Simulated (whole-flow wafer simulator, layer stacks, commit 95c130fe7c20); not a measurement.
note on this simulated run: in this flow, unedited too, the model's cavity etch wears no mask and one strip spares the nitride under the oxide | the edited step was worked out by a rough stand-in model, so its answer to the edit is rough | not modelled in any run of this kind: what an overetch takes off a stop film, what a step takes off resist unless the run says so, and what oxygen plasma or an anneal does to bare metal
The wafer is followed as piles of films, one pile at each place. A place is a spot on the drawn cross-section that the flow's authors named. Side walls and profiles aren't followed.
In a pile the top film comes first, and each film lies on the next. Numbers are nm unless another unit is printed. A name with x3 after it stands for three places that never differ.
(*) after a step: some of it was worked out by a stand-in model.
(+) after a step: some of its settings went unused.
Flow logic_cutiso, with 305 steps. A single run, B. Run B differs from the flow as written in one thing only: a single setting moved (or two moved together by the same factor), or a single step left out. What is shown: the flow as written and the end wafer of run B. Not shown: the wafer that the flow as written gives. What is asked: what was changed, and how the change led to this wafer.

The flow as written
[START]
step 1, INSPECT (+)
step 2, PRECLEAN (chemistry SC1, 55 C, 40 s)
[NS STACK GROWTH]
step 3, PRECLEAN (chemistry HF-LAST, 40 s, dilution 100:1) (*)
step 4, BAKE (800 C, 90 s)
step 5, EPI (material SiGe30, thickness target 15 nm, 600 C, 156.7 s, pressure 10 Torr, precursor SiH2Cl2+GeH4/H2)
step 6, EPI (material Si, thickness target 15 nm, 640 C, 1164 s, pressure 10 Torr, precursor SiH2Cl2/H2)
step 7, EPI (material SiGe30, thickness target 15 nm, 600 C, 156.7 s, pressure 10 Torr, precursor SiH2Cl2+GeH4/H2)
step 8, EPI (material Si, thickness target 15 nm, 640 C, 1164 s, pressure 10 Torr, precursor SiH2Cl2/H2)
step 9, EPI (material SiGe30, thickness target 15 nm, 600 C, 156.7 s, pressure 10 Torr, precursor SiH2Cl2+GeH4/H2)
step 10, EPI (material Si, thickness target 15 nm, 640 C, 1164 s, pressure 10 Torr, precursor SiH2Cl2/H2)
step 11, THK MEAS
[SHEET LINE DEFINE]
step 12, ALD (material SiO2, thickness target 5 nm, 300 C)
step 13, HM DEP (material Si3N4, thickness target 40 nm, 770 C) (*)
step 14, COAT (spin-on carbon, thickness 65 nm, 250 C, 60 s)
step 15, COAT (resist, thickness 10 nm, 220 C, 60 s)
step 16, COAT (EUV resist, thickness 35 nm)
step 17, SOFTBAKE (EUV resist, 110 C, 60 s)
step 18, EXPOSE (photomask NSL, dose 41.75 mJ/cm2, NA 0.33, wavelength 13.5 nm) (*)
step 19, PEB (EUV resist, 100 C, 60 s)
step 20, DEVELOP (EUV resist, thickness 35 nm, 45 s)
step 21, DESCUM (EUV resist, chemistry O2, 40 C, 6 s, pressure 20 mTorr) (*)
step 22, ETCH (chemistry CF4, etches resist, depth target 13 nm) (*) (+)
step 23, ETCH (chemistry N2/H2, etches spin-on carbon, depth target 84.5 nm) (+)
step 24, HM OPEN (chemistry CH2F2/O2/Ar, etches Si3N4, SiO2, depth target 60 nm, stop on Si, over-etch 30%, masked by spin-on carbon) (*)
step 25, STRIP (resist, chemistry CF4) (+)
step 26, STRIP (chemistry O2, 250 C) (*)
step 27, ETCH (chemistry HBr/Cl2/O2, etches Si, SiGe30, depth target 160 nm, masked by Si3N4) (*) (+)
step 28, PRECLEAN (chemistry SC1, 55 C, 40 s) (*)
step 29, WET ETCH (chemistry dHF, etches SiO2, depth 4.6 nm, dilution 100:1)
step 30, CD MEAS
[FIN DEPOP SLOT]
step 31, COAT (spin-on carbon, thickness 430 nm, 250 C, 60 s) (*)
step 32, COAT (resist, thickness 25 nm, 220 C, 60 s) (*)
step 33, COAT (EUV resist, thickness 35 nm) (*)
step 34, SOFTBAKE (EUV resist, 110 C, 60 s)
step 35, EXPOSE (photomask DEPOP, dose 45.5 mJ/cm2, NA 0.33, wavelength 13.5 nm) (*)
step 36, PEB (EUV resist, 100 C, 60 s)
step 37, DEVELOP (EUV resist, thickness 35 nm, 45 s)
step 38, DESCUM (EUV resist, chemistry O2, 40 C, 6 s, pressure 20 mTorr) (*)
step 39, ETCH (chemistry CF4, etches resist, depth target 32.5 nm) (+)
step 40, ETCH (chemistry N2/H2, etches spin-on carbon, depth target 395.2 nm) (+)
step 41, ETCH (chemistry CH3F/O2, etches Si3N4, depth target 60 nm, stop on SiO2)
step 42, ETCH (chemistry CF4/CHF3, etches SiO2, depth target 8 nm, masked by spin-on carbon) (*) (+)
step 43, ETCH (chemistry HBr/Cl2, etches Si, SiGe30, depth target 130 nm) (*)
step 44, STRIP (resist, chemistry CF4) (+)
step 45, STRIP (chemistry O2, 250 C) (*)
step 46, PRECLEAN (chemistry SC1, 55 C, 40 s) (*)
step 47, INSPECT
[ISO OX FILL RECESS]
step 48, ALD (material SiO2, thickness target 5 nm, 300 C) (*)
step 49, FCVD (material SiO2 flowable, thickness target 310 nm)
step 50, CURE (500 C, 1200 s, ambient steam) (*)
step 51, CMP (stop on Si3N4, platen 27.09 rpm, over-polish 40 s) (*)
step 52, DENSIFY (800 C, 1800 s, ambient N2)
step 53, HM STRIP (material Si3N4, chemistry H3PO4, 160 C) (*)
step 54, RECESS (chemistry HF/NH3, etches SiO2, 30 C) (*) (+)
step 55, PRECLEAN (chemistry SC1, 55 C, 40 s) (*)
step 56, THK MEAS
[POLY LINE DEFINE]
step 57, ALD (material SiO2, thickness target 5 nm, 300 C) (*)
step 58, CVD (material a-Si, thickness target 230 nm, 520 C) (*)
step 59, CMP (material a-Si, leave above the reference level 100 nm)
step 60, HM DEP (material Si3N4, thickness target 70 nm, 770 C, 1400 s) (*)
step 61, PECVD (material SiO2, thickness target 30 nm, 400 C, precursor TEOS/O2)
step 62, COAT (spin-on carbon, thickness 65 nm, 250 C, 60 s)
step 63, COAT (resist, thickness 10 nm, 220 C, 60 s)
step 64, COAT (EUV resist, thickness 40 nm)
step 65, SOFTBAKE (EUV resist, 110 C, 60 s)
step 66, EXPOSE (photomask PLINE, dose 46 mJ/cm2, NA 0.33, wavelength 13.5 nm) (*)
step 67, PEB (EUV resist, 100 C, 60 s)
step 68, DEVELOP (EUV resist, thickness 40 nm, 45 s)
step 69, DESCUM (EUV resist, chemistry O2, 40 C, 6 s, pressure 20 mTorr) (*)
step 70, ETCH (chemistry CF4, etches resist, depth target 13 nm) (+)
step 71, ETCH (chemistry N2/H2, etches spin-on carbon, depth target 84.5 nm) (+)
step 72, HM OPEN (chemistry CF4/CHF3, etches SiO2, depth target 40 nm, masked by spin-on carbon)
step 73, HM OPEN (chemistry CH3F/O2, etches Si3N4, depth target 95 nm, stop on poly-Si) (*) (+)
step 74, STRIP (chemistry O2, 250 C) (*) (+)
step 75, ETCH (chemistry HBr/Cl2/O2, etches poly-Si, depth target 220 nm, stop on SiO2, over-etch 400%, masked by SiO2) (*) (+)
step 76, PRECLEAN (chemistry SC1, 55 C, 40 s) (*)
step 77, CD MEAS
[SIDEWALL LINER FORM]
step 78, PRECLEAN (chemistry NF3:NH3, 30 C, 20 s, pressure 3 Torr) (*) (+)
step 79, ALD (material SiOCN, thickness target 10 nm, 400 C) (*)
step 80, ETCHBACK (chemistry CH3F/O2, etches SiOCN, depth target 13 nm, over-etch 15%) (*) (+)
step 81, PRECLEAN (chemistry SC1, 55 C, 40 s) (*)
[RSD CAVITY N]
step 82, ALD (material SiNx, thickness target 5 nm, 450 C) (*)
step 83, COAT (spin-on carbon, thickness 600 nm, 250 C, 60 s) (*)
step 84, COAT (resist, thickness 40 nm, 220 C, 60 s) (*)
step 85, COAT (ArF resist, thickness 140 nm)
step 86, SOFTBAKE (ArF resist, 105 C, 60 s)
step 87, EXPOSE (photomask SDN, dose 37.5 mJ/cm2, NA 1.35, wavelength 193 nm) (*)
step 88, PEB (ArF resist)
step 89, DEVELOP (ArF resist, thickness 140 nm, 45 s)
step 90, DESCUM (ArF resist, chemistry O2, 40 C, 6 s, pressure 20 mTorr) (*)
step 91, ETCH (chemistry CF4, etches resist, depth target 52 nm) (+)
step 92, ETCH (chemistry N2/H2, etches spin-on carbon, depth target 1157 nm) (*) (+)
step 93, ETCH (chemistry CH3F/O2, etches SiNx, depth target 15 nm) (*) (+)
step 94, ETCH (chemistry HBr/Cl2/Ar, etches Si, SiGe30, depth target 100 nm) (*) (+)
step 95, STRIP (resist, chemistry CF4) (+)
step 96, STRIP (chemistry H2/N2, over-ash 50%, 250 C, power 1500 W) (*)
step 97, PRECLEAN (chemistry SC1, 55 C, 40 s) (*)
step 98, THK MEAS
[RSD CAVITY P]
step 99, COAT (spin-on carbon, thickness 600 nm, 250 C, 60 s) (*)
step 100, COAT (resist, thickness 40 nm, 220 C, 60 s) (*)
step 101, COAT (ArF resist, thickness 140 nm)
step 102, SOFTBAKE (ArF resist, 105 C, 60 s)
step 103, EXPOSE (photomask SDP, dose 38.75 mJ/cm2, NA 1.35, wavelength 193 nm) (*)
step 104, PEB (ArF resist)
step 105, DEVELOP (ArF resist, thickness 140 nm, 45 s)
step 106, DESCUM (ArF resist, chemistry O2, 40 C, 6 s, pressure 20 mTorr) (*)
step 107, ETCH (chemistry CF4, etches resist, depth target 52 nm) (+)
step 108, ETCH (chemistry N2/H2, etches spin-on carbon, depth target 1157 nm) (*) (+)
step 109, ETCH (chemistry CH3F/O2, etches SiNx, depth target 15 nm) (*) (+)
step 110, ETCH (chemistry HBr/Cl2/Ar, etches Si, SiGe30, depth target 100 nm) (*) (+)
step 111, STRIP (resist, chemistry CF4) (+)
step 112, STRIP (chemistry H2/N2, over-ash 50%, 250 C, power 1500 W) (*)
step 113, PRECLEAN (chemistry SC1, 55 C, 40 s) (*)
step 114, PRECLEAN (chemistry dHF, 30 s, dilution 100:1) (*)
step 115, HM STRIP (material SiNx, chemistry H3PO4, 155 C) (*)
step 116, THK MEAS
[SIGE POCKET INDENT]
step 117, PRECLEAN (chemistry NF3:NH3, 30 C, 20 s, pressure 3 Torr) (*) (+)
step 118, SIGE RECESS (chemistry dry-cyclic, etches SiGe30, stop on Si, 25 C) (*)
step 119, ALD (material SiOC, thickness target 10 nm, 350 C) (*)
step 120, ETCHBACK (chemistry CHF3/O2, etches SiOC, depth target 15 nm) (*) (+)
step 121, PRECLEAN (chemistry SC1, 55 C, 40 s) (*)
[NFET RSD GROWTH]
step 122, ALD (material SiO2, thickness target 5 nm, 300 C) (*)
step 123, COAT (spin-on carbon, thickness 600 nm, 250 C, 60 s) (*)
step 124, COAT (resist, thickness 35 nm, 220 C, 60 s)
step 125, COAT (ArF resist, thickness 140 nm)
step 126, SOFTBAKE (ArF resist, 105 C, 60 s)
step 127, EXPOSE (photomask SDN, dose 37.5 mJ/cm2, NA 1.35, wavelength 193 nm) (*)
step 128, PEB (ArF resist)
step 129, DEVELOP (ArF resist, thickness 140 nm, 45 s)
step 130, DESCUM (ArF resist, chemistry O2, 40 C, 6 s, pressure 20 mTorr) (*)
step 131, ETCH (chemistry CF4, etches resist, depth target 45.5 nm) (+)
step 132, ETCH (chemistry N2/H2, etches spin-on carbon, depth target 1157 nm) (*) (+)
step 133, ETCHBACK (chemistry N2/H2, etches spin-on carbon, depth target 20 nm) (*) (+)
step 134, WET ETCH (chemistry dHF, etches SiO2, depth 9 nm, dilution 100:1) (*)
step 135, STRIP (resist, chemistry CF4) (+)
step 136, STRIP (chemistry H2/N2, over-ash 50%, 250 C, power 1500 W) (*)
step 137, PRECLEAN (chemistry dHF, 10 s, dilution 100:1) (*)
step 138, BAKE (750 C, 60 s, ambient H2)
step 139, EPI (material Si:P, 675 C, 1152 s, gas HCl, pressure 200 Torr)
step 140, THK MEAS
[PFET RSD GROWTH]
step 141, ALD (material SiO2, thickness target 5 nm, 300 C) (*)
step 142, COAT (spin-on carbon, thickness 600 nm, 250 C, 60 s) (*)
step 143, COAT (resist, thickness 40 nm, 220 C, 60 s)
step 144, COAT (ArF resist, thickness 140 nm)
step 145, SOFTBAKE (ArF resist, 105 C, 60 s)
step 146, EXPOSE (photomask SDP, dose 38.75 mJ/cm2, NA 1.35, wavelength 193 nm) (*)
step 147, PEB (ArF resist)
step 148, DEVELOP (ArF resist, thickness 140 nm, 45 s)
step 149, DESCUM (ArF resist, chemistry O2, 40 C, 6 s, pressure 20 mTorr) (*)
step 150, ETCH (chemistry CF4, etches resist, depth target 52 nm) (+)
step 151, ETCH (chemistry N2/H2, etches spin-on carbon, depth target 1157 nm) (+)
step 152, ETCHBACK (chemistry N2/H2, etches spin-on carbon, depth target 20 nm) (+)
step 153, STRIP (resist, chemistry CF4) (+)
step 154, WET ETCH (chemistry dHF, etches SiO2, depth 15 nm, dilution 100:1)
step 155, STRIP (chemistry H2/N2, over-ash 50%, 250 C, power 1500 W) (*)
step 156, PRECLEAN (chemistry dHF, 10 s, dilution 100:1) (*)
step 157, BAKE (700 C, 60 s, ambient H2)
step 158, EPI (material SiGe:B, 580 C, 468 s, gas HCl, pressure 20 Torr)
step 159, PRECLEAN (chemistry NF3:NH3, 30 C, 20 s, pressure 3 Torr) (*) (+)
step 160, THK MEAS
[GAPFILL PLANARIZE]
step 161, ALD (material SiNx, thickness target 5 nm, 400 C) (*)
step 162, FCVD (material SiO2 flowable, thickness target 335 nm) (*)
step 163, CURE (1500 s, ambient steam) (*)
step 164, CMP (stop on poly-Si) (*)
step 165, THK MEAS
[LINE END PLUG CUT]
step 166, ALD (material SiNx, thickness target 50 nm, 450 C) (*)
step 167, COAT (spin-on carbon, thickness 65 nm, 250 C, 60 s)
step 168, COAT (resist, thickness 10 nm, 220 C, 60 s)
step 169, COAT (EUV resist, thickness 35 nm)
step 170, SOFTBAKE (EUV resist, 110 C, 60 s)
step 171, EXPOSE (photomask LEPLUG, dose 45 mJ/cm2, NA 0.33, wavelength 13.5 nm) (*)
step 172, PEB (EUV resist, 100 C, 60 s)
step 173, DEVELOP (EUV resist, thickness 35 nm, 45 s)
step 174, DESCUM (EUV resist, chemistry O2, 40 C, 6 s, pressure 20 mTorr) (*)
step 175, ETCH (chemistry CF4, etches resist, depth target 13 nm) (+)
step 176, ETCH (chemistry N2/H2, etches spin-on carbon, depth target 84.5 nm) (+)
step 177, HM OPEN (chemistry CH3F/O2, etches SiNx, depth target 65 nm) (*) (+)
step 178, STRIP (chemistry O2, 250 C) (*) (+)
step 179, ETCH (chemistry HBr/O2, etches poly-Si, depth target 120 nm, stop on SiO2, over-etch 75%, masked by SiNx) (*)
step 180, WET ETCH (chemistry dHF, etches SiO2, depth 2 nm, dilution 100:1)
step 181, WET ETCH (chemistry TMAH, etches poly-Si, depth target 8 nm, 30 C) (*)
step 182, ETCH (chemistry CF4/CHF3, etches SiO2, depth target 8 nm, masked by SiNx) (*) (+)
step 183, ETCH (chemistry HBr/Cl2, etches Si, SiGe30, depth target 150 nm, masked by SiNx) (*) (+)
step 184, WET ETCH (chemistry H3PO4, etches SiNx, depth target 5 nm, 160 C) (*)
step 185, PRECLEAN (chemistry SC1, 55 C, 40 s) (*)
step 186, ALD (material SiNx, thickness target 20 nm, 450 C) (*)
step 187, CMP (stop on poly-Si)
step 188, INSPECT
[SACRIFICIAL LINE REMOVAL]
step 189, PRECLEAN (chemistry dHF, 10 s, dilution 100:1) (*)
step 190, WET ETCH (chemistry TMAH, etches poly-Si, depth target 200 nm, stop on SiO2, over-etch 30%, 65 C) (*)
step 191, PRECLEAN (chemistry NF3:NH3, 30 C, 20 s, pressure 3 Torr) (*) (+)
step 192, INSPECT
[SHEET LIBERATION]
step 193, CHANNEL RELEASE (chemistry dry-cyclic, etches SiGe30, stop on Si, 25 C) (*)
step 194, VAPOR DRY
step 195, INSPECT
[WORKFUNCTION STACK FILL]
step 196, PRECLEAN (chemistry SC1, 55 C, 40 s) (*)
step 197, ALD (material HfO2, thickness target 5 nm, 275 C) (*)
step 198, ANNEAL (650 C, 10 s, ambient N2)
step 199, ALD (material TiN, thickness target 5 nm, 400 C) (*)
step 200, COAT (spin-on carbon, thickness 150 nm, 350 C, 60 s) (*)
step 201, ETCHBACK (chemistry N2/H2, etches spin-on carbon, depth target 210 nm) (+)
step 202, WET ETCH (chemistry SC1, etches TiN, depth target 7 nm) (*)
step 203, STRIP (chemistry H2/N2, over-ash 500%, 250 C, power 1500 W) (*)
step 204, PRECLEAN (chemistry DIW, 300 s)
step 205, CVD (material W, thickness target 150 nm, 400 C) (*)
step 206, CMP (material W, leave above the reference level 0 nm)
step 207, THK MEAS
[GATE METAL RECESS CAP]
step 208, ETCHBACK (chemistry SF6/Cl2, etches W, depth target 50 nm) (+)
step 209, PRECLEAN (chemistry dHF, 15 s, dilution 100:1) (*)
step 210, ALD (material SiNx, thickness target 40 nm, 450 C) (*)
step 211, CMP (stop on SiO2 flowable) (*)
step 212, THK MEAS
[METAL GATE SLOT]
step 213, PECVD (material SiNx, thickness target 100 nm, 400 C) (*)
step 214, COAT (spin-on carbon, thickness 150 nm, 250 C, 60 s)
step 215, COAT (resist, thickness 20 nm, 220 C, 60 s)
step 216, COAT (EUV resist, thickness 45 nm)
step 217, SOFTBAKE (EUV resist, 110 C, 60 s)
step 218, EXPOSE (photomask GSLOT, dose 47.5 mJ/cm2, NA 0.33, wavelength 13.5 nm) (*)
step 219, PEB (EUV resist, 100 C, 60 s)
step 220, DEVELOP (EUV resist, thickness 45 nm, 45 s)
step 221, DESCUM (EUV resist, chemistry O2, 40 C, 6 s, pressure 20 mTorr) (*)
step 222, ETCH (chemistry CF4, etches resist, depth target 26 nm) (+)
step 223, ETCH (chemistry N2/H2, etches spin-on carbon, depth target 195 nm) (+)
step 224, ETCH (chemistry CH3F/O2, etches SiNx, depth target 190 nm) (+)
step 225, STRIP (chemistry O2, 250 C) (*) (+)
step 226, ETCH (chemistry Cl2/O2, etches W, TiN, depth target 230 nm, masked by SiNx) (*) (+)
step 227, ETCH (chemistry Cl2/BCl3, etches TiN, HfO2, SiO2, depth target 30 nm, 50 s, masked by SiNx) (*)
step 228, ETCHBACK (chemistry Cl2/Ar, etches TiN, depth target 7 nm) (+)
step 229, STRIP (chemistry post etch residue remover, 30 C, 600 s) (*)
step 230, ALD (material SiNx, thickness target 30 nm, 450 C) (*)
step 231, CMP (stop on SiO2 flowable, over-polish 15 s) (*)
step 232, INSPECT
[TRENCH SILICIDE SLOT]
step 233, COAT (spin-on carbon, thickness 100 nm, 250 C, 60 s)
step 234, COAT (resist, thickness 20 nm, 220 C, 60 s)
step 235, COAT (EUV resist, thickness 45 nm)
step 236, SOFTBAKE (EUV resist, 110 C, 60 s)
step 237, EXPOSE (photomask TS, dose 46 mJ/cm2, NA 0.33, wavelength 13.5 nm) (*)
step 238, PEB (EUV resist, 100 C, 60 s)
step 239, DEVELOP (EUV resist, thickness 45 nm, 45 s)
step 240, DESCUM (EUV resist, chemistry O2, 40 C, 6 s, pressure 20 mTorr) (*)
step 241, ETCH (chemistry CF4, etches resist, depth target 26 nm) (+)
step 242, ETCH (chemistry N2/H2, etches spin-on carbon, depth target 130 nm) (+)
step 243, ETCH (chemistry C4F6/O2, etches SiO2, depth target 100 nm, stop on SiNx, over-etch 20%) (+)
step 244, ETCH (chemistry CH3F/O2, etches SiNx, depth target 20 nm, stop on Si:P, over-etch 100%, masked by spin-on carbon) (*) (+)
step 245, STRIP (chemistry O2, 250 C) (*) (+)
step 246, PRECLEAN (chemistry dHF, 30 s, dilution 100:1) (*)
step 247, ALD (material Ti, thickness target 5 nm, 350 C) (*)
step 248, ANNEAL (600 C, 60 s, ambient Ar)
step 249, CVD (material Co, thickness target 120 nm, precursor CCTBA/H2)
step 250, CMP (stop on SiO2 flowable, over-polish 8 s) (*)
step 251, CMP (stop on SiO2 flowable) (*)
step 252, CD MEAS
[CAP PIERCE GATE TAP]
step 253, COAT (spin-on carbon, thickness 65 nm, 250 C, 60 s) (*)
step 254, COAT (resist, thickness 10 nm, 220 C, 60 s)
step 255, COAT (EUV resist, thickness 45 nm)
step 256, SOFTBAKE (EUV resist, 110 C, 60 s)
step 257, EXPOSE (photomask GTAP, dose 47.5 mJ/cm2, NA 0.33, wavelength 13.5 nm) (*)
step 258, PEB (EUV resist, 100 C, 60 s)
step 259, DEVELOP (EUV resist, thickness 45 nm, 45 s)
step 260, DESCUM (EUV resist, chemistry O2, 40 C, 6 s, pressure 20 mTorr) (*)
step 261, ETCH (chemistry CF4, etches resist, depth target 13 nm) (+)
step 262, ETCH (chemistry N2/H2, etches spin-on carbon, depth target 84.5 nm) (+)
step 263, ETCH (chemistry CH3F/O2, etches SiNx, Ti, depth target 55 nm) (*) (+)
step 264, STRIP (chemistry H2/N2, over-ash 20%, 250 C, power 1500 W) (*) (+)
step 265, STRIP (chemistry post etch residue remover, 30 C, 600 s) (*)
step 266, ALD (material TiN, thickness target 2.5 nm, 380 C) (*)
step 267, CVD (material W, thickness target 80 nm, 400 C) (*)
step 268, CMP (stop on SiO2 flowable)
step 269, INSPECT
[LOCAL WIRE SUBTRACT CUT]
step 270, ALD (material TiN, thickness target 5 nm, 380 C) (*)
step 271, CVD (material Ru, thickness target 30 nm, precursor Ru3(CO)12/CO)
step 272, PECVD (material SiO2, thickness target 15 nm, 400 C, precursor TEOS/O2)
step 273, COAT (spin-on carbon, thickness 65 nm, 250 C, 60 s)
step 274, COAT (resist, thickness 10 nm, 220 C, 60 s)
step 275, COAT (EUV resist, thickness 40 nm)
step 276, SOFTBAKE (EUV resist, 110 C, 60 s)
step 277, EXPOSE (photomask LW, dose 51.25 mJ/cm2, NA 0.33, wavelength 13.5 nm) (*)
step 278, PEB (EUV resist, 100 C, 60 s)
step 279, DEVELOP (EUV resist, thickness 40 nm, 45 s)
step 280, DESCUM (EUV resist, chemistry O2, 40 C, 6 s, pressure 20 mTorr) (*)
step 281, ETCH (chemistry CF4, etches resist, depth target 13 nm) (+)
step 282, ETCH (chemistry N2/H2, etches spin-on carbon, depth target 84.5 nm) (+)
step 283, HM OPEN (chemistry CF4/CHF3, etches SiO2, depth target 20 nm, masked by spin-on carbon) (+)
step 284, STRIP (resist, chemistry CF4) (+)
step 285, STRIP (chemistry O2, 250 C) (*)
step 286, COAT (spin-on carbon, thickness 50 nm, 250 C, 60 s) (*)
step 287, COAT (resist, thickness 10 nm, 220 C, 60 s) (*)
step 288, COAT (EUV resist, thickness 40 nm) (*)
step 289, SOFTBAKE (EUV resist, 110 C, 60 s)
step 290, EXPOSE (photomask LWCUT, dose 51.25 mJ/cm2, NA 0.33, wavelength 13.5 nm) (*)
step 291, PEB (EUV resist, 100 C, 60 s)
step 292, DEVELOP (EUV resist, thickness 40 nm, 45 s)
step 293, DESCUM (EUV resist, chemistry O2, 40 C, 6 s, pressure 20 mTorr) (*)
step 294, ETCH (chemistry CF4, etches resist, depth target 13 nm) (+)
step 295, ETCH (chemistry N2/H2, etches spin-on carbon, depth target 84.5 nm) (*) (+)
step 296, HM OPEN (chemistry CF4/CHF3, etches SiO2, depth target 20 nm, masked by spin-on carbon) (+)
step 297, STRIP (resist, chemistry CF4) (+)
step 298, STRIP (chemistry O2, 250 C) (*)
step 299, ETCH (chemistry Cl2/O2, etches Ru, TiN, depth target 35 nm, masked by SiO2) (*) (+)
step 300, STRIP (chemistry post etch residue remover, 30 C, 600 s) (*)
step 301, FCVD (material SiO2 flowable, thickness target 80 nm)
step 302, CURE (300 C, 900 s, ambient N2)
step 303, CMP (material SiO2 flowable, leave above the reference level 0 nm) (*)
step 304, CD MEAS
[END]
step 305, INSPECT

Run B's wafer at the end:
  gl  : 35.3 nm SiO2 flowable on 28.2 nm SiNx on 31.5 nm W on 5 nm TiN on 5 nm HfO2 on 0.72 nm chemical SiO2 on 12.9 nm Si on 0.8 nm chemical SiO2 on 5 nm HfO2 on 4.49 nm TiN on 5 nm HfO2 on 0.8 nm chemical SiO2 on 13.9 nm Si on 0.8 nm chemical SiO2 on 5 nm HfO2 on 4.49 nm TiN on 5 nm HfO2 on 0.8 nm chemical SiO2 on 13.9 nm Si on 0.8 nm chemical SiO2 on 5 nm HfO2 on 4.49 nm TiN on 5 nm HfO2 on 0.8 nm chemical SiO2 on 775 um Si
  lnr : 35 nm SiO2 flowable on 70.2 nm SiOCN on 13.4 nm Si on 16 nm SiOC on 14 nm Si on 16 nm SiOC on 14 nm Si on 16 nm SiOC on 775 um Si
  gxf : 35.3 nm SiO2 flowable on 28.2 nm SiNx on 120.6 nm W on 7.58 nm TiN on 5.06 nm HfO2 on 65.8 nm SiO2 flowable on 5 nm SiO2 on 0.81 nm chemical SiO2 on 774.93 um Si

The reason: step 75, ETCH: over-etch 300% was run, while the flow as written has over-etch 400%.

How this came from the change, step by step:
  step 75, ETCH (chemistry HBr/Cl2/O2, etches poly-Si, depth target 220 nm, stop on SiO2, over-etch 400%, masked by SiO2) (*) (+)
      lnr, lnrp, lnrt, rsdn, rsdp, rsdw, rsdx: chemical SiO2 loses 0.79 (all of it), poly-Si loses 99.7 (all of it), SiO2 loses 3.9 (in the flow as written it would be: chemical SiO2 loses 0.79 (all of it), poly-Si loses 99.7 (all of it), SiO2 loses 5 (all of it))
      depop, dpovl, gfld and 10 more: SiO2 loses 8.63 (in the flow as written it would be: SiO2 loses 9.58)
      (and at 2 other places as well)
  step 78, PRECLEAN (chemistry NF3:NH3, 30 C, 20 s, pressure 3 Torr) (*) (+)
      lnr, lnrp, lnrt, rsdn, rsdp, rsdw, rsdx: SiO2 loses 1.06 (all of it), chemical SiO2 loses 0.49 (all of it) (in the flow as written it would be: chemical SiO2 loses 0.52 (all of it))
      iso, lnri: SiO2 loses 1.5 (all of it), SiO2 flowable loses 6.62 (in the flow as written it would be: SiO2 loses 0.41 (all of it), SiO2 flowable loses 7.89)
  step 120, ETCHBACK (chemistry CHF3/O2, etches SiOC, depth target 15 nm) (*) (+)
      gl, tap: SiOC loses 10 (all of it), SiO2 loses 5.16 (all of it) (in the flow as written it would be: SiOC loses 10 (all of it), SiO2 loses 4.21 (all of it), Si3N4 loses 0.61)
      glp: SiOC loses 10 (all of it), SiO2 loses 5.2 (all of it) (in the flow as written it would be: SiOC loses 10 (all of it), SiO2 loses 4.25 (all of it), Si3N4 loses 0.58)
      (and at 2 other places as well)
  step 122, ALD (material SiO2, thickness target 5 nm, 300 C) (*)
      gxn: SiO2 gains 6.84 (in the flow as written it would be: SiO2 gains 6.76 (new film))
      gxp: SiO2 gains 6.82 (in the flow as written it would be: SiO2 gains 6.75 (new film))
  step 133, ETCHBACK (chemistry N2/H2, etches spin-on carbon, depth target 20 nm) (*) (+)
      gxn: SiO2 loses 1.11 (in the flow as written it would be: SiO2 loses 0.7 (all of it), Si3N4 loses 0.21)
  step 134, WET ETCH (chemistry dHF, etches SiO2, depth 9 nm, dilution 100:1) (*)
      gxn: SiO2 loses 0.77 (all of it), Si3N4 loses 0.24 (in the flow as written it would be: Si3N4 loses 0.34)
  step 141, ALD (material SiO2, thickness target 5 nm, 300 C) (*)
      gxn: SiO2 gains 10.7 (new film) (in the flow as written it would be: SiO2 gains 10.1 (new film))
  step 153, STRIP (resist, chemistry CF4) (+)
      gxp: SiO2 loses 4.24 (all of it) (in the flow as written it would be: SiO2 loses 3.06 (all of it))
  step 161, ALD (material SiNx, thickness target 5 nm, 400 C) (*)
      gxp: SiNx gains 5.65 (new film) (in the flow as written it would be: SiNx gains 5 (new film))
  step 164, CMP (stop on poly-Si) (*)
      depop, dpovl, isow, ns, nsgap: SiO2 flowable loses 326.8 (all of it), SiNx loses 5 (all of it), SiO2 loses 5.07 (all of it), Si3N4 loses 70 (all of it) (in the flow as written it would be: SiO2 flowable loses 326.8 (all of it), SiNx loses 5 (all of it), SiO2 loses 4.13 (all of it), Si3N4 loses 70 (all of it))
      gfld, gxf: SiO2 flowable loses 251.8 (all of it), SiNx loses 5 (all of it), SiO2 loses 5.07 (all of it), Si3N4 loses 70 (all of it) (in the flow as written it would be: SiO2 flowable loses 251.9 (all of it), SiNx loses 5 (all of it), SiO2 loses 4.13 (all of it), Si3N4 loses 70 (all of it))
      (and at 3 other places as well)
  step 197, ALD (material HfO2, thickness target 5 nm, 275 C) (*)
      gxf: HfO2 gains 5.06 (new film) (in the flow as written it would be: HfO2 gains 7.7 (new film))
  step 199, ALD (material TiN, thickness target 5 nm, 400 C) (*)
      gxf: TiN gains 7.58 (new film) (in the flow as written it would be: TiN gains 5 (new film))
